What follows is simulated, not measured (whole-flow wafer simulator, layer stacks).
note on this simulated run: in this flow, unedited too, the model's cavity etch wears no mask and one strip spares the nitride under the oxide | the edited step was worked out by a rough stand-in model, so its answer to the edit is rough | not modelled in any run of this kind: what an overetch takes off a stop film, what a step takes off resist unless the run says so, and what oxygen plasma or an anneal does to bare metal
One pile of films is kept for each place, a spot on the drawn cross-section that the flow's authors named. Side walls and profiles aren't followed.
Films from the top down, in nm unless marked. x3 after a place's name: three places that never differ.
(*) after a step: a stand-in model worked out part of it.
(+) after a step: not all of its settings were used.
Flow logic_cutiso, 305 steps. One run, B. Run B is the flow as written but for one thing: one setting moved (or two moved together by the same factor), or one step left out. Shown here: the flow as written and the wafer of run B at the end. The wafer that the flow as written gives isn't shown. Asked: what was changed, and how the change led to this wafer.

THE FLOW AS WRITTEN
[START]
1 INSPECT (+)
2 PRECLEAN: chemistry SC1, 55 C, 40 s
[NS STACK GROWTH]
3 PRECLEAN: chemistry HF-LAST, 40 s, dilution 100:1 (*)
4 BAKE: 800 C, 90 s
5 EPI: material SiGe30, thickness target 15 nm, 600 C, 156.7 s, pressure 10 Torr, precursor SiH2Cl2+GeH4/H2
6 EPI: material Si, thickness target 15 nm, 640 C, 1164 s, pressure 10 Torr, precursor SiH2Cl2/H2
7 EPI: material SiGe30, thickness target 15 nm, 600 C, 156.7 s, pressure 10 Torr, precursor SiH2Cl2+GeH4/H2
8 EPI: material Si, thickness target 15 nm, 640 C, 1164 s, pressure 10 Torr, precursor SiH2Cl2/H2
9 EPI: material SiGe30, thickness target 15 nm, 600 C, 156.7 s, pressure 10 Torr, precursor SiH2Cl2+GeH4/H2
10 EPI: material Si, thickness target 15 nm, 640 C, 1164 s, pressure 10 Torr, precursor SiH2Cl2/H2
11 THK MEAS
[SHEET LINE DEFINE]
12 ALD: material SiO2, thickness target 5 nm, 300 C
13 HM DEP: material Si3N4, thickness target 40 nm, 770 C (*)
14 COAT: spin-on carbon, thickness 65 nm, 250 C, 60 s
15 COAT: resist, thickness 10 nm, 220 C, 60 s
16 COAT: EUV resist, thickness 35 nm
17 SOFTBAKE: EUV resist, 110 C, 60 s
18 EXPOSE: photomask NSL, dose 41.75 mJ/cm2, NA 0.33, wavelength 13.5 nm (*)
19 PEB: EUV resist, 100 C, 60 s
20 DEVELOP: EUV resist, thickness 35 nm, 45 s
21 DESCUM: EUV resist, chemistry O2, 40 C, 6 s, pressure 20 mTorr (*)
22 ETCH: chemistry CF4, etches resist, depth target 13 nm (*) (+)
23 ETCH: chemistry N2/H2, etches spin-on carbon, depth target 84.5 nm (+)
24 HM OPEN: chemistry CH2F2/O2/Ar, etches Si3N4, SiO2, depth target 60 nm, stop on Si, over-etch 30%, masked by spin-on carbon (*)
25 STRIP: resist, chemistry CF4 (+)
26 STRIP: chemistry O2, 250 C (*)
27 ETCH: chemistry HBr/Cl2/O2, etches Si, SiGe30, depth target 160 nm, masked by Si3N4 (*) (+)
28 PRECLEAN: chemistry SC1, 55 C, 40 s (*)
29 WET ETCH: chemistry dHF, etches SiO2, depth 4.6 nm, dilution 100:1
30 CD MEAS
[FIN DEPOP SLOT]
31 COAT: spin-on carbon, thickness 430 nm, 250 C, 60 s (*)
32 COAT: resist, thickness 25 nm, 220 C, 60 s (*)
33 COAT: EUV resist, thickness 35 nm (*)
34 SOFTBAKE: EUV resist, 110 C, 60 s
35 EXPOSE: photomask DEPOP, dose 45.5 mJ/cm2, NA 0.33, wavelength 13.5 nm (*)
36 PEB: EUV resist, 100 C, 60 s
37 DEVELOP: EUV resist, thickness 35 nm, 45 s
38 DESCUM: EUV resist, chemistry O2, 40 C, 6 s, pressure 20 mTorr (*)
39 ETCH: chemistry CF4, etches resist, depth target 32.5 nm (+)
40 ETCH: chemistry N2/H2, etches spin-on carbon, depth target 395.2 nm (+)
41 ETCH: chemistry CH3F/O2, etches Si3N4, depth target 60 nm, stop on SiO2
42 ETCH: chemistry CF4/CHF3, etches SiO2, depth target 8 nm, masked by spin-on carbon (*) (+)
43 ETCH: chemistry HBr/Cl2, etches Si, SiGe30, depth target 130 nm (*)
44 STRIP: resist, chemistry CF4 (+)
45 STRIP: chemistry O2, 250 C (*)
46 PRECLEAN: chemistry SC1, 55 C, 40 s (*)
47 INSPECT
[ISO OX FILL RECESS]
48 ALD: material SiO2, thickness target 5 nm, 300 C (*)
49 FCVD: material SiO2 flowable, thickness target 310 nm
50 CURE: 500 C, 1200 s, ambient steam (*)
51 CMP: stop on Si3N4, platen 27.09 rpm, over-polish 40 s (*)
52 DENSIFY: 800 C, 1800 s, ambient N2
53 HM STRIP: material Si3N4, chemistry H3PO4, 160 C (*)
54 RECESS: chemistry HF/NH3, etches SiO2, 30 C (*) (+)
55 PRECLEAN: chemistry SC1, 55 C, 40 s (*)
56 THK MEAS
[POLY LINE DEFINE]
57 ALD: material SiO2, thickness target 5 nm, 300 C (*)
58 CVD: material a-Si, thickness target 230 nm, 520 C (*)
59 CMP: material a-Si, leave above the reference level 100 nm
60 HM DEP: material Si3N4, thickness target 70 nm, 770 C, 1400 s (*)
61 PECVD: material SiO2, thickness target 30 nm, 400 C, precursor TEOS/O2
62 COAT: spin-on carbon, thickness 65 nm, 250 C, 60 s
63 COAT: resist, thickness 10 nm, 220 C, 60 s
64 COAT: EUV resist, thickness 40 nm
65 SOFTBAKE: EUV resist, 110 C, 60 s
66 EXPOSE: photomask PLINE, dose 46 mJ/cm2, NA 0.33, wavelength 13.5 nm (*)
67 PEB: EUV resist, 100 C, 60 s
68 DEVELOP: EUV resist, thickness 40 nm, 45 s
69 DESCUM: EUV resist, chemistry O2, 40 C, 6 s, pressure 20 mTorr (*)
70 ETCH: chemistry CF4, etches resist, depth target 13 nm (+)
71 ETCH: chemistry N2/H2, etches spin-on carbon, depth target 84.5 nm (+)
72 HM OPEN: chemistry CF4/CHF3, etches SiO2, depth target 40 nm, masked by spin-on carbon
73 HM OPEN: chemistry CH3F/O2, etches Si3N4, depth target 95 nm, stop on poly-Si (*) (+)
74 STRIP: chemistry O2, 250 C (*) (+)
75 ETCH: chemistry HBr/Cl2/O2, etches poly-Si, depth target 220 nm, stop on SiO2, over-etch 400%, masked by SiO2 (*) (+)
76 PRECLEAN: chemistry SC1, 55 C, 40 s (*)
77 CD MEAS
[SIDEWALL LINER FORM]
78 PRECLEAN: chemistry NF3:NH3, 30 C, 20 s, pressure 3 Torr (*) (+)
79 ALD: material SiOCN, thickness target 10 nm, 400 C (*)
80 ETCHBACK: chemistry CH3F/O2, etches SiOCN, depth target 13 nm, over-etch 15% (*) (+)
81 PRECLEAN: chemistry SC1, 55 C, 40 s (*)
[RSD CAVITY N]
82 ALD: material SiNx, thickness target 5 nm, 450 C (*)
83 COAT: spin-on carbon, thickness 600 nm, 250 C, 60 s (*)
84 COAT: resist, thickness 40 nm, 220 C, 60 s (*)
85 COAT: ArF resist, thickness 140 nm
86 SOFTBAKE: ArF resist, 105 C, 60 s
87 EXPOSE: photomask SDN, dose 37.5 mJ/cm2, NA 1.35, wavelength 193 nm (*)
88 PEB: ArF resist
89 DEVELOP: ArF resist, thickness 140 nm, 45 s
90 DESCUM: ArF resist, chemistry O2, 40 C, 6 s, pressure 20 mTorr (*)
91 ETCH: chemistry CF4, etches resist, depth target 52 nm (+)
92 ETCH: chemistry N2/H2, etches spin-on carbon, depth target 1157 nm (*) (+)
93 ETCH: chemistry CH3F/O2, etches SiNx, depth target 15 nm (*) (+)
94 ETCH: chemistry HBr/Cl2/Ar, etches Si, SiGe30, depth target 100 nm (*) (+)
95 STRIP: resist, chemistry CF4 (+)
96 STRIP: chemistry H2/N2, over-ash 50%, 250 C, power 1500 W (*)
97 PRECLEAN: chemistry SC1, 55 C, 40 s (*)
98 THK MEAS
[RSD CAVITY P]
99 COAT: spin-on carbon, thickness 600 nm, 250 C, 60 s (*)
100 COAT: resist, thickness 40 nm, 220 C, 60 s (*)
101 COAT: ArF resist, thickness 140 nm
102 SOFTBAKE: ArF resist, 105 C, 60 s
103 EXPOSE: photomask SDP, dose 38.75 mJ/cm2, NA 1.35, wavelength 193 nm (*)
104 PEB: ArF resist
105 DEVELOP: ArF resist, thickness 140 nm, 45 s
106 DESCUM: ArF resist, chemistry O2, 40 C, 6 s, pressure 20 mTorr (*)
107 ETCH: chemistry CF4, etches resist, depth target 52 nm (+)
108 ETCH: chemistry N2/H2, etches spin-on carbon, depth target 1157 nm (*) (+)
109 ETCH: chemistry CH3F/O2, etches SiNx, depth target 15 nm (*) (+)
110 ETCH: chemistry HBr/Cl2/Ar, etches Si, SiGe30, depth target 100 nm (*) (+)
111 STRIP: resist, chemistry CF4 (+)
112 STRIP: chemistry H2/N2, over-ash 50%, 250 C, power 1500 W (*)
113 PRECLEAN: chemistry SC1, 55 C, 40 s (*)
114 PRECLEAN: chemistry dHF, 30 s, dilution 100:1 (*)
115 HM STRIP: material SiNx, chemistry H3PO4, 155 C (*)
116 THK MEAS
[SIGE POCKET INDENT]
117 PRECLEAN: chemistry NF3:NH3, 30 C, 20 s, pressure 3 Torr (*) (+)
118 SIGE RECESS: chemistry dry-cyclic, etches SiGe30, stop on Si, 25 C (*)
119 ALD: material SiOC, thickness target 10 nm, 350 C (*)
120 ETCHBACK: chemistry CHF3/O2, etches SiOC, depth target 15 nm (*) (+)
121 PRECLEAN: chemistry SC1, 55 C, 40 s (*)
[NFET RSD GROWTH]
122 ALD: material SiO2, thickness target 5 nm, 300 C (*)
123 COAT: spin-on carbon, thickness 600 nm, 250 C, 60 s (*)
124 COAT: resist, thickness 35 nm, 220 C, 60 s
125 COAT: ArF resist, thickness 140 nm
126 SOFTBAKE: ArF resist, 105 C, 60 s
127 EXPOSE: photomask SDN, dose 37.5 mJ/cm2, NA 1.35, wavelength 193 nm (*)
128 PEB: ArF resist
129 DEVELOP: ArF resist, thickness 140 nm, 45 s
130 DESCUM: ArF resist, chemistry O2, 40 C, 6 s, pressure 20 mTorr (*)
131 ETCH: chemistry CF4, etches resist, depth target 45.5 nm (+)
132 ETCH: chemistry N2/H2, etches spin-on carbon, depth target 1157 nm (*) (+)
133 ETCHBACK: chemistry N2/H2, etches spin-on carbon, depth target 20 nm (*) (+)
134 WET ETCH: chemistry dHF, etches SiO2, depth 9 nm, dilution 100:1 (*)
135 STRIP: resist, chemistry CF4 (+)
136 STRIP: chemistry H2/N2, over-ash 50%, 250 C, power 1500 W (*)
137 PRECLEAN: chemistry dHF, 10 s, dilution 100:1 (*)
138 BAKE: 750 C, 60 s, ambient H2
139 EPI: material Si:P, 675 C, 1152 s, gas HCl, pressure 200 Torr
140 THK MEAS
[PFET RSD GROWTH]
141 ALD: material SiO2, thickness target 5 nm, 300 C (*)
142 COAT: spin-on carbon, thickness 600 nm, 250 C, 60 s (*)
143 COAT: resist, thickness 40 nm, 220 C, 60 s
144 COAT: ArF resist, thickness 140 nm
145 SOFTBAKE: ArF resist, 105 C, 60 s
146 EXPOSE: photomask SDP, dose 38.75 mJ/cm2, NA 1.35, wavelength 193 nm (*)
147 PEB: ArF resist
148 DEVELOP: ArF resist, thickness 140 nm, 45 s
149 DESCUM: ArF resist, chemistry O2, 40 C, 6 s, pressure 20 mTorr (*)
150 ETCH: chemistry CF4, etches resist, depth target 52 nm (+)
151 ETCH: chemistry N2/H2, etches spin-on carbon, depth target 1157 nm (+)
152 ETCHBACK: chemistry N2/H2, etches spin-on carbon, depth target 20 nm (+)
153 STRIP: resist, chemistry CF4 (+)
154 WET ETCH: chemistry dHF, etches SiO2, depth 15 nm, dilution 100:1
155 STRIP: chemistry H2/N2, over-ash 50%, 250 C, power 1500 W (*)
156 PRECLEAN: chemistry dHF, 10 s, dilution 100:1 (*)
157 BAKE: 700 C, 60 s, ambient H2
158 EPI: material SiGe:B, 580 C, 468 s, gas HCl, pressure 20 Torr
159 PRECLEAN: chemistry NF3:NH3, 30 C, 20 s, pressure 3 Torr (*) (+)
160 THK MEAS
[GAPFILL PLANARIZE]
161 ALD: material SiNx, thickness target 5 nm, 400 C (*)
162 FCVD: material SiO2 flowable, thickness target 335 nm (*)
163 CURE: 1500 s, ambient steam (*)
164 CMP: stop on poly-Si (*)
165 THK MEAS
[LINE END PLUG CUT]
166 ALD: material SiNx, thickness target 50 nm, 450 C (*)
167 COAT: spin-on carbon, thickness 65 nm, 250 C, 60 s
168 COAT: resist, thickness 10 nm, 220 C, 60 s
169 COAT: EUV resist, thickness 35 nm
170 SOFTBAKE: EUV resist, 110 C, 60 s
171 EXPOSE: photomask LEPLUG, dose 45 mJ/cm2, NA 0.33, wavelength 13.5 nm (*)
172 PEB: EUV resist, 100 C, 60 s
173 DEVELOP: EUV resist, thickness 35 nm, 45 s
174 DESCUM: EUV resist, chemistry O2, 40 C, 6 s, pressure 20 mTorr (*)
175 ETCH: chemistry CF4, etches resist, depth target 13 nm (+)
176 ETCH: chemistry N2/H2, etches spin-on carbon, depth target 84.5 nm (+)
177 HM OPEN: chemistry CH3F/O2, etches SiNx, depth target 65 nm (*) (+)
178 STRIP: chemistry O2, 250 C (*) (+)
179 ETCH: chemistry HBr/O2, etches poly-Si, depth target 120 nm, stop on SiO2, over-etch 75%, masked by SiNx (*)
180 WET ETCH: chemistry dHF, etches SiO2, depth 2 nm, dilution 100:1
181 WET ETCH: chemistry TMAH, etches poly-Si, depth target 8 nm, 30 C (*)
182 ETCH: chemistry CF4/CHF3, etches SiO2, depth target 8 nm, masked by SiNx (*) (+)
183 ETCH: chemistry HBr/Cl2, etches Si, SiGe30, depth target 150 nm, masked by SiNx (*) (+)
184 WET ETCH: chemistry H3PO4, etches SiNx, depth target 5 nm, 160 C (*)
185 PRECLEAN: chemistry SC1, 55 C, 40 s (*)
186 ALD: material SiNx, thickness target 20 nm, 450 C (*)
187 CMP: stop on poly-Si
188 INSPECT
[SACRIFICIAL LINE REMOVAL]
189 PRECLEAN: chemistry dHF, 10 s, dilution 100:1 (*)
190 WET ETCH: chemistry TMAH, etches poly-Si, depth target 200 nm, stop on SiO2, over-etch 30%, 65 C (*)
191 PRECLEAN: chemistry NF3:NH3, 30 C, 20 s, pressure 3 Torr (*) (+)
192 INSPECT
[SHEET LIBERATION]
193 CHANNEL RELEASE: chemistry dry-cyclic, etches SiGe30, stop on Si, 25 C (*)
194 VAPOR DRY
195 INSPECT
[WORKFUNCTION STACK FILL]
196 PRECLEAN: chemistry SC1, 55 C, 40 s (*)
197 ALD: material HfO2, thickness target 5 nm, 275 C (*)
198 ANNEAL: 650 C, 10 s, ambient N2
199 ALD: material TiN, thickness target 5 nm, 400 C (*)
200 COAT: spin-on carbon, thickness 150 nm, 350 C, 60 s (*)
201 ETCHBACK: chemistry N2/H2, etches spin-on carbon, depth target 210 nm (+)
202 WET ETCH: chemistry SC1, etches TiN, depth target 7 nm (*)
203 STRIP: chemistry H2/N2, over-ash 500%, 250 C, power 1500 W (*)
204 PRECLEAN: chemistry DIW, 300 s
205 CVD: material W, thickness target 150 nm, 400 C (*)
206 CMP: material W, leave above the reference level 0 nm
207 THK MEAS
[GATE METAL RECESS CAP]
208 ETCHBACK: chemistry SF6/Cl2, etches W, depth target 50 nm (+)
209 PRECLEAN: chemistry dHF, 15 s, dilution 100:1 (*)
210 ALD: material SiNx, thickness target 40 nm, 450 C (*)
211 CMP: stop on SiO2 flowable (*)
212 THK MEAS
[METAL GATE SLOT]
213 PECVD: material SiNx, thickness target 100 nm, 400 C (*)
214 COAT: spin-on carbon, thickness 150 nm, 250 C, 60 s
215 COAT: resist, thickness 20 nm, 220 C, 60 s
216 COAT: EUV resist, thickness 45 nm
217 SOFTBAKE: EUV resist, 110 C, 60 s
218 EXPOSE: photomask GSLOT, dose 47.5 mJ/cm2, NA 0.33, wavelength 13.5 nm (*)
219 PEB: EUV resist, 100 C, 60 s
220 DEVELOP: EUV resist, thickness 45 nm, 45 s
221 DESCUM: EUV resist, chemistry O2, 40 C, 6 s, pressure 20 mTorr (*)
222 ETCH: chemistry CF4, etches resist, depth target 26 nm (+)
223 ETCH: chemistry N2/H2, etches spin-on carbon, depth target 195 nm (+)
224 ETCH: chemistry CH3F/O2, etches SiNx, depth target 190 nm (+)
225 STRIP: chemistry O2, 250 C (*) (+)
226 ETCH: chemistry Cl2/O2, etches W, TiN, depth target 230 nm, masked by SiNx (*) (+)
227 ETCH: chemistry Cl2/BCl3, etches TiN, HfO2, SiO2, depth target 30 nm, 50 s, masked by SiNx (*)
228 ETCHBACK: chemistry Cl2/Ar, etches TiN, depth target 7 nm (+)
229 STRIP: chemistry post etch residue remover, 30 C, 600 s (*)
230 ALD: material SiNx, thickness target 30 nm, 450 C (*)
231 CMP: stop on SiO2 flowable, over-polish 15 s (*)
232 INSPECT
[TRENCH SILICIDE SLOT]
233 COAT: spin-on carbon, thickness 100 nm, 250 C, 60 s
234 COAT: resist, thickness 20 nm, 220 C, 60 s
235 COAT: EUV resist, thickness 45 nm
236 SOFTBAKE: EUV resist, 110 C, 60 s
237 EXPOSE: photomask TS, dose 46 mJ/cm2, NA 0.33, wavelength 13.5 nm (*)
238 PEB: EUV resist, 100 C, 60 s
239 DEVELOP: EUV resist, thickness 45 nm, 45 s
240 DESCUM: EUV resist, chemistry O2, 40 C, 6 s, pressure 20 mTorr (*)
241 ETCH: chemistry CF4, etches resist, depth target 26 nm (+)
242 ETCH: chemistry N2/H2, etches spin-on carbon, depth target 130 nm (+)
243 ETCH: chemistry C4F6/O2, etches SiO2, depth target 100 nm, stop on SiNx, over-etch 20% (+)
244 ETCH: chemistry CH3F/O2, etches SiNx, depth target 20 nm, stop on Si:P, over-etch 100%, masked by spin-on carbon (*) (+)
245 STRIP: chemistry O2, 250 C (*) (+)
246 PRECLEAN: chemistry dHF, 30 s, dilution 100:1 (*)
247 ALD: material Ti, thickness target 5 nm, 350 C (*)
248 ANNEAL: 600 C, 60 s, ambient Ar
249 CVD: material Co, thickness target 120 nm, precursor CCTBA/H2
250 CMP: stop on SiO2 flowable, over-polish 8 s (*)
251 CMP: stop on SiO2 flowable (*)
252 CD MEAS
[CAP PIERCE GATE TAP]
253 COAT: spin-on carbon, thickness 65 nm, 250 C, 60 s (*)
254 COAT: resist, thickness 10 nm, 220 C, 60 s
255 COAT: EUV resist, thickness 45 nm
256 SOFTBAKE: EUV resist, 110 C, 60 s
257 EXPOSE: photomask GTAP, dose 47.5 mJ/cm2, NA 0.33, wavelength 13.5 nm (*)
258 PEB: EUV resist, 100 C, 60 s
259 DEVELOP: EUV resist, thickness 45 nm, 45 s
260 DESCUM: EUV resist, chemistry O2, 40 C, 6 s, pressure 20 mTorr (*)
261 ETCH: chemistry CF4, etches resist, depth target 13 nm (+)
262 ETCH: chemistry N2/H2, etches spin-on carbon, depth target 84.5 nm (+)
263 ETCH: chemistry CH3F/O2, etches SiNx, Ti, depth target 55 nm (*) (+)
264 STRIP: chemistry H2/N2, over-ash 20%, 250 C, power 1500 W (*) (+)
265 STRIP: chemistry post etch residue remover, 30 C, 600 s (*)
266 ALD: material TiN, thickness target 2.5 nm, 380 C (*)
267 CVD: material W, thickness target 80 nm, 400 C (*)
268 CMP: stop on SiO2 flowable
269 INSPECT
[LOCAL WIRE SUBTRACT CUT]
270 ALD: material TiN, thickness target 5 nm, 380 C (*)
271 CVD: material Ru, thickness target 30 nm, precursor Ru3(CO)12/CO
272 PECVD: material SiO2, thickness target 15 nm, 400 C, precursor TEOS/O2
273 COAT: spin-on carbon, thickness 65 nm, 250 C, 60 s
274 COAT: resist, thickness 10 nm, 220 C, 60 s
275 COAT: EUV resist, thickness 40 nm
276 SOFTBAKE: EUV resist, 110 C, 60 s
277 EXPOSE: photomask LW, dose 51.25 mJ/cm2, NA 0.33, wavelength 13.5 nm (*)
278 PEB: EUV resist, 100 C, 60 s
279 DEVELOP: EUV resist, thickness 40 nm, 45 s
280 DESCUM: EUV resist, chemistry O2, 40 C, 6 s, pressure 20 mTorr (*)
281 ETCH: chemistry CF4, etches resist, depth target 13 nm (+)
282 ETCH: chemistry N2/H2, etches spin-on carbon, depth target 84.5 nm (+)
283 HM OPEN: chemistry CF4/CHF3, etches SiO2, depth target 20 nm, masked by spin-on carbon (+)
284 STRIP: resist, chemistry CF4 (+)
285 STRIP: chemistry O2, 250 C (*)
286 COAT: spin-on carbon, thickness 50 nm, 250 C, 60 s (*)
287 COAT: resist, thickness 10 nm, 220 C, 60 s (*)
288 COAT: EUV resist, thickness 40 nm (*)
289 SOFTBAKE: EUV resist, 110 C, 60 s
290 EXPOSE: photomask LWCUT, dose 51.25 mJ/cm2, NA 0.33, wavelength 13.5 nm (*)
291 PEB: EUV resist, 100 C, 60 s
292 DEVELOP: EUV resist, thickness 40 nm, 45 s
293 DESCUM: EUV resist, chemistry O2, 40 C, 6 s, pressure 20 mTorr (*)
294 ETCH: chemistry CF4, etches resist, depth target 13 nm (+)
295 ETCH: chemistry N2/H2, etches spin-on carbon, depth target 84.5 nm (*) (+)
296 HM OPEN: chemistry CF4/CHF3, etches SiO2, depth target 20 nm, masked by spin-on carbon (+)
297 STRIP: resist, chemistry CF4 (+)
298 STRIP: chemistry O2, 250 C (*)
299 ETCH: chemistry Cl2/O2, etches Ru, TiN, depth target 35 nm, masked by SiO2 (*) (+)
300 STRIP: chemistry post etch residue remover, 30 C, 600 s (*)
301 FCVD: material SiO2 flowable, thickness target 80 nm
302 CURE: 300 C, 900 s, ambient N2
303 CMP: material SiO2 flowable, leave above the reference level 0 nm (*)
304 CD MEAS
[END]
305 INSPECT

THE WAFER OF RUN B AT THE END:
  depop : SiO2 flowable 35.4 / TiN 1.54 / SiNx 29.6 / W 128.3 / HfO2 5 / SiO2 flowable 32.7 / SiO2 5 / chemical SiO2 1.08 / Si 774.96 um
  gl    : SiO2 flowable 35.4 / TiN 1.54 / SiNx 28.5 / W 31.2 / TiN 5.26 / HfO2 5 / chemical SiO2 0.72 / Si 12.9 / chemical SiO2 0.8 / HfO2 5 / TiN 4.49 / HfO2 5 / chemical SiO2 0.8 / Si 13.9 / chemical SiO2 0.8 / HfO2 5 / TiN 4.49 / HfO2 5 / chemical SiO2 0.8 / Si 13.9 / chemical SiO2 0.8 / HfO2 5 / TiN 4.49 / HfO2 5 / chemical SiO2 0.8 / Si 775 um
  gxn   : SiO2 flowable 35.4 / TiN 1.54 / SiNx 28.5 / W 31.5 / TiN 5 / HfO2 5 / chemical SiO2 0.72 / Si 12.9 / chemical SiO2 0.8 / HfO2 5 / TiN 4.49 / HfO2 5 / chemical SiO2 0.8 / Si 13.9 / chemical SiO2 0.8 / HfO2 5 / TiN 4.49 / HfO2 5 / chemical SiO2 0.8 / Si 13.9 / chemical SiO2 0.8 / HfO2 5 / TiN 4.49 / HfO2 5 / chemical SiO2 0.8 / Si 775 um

The cause: step 270, ALD: thickness target 6.9 nm was run, where the flow has thickness target 5 nm.

How the change led to this, step by step:
  270 ALD: material TiN, thickness target 5 nm, 380 C (*)
      depop, dpovl, gfld and 19 more: TiN +6.9 (new film) (as written it would be: TiN +5 (new film))
  299 ETCH: chemistry Cl2/O2, etches Ru, TiN, depth target 35 nm, masked by SiO2 (*) (+)
      depop, dpovl, gfld and 14 more: Ru -29.6 (all of it), TiN -5.36 (as written it would be: Ru -29.6 (all of it), TiN -5 (all of it))
      rsdw: Ru -29.6 (all of it), TiN -5.35 (as written it would be: Ru -29.6 (all of it), TiN -5 (all of it))
  301 FCVD: material SiO2 flowable, thickness target 80 nm
      iso, rsdx: SiO2 flowable +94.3 (new film) (as written it would be: SiO2 flowable +94.2)
Counting metal films that touch as one body, depop has 2 bodies (between them, from the top down: SiNx 29.6); the flow as written gives 1 body.
Counting metal films that touch as one body, gl has 5 bodies (between them, from the top down: SiNx 28.5; HfO2 5 / chemical SiO2 0.72 / Si 12.9 / chemical SiO2 0.8 / HfO2 5; HfO2 5 / chemical SiO2 0.8 / Si 13.9 / chemical SiO2 0.8 / HfO2 5; HfO2 5 / chemical SiO2 0.8 / Si 13.9 / chemical SiO2 0.8 / HfO2 5); the flow as written gives 4 bodies (between them, from the top down: HfO2 5 / chemical SiO2 0.72 / Si 12.9 / chemical SiO2 0.8 / HfO2 5; HfO2 5 / chemical SiO2 0.8 / Si 13.9 / chemical SiO2 0.8 / HfO2 5; HfO2 5 / chemical SiO2 0.8 / Si 13.9 / chemical SiO2 0.8 / HfO2 5).
Counting metal films that touch as one body, gxn has 5 bodies (between them, from the top down: SiNx 28.5; HfO2 5 / chemical SiO2 0.72 / Si 12.9 / chemical SiO2 0.8 / HfO2 5; HfO2 5 / chemical SiO2 0.8 / Si 13.9 / chemical SiO2 0.8 / HfO2 5; HfO2 5 / chemical SiO2 0.8 / Si 13.9 / chemical SiO2 0.8 / HfO2 5); the flow as written gives 4 bodies (between them, from the top down: HfO2 5 / chemical SiO2 0.72 / Si 12.9 / chemical SiO2 0.8 / HfO2 5; HfO2 5 / chemical SiO2 0.8 / Si 13.9 / chemical SiO2 0.8 / HfO2 5; HfO2 5 / chemical SiO2 0.8 / Si 13.9 / chemical SiO2 0.8 / HfO2 5).
